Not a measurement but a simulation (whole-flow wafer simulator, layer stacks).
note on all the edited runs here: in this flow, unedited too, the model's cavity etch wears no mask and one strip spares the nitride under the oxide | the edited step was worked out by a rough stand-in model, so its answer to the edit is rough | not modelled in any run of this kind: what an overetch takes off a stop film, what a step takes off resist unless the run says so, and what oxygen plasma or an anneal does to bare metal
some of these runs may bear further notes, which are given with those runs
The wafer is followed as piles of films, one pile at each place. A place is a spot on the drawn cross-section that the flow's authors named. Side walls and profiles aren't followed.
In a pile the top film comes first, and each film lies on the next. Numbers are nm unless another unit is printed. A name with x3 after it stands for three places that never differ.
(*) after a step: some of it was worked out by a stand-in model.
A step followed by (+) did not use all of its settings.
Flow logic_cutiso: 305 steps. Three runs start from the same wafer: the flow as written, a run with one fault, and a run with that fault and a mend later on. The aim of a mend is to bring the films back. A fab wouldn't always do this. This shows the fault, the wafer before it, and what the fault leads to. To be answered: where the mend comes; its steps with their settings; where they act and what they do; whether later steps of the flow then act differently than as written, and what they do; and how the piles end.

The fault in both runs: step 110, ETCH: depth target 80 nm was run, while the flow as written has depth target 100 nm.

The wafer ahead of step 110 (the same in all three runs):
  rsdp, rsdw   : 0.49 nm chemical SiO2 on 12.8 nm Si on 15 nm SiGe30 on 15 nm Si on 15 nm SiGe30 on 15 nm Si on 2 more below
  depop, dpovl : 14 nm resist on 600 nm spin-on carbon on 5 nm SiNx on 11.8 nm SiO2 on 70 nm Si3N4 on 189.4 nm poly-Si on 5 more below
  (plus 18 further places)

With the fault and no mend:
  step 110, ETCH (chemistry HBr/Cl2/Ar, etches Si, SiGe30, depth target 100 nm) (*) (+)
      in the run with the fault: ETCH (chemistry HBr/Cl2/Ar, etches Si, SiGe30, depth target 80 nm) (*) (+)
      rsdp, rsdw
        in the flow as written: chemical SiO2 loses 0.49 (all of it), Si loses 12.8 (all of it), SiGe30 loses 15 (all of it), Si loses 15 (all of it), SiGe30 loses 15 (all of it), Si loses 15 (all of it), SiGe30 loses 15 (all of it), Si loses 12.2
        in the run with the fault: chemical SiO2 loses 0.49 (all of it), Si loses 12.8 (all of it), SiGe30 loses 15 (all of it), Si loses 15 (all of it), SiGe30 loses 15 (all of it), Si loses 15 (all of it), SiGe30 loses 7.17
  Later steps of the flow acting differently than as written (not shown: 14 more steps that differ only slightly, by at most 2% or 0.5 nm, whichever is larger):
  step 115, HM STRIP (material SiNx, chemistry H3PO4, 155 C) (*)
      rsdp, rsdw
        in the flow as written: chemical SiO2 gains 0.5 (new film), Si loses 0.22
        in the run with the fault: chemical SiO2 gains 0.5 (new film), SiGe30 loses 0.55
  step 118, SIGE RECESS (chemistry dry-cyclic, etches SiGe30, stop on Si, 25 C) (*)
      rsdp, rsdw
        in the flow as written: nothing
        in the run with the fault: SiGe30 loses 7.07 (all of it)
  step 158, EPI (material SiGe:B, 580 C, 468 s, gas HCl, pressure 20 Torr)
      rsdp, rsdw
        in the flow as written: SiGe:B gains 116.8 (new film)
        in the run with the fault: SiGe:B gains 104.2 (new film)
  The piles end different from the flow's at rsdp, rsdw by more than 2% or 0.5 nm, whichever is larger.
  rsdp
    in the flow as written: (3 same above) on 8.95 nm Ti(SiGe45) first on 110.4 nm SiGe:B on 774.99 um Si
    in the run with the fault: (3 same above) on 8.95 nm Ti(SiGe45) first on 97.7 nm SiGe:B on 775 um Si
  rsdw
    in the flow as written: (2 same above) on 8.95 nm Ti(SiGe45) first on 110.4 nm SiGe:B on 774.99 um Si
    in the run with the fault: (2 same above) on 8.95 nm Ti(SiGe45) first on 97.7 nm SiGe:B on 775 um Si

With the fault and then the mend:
  The mend stands after step 110.
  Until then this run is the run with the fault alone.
  step 110a, ETCH (chemistry HBr/Cl2/Ar, etches Si, SiGe30, depth target 20 nm) (*) (+) (the flow's step 110, run once more with other settings)
      rsdp, rsdw
        SiGe30 loses 7.84 (all of it), Si loses 12.2
  None of the later steps of the flow acts differently than as written at any place that is followed.
  At every place that both follow, the piles at the end match the flow's.
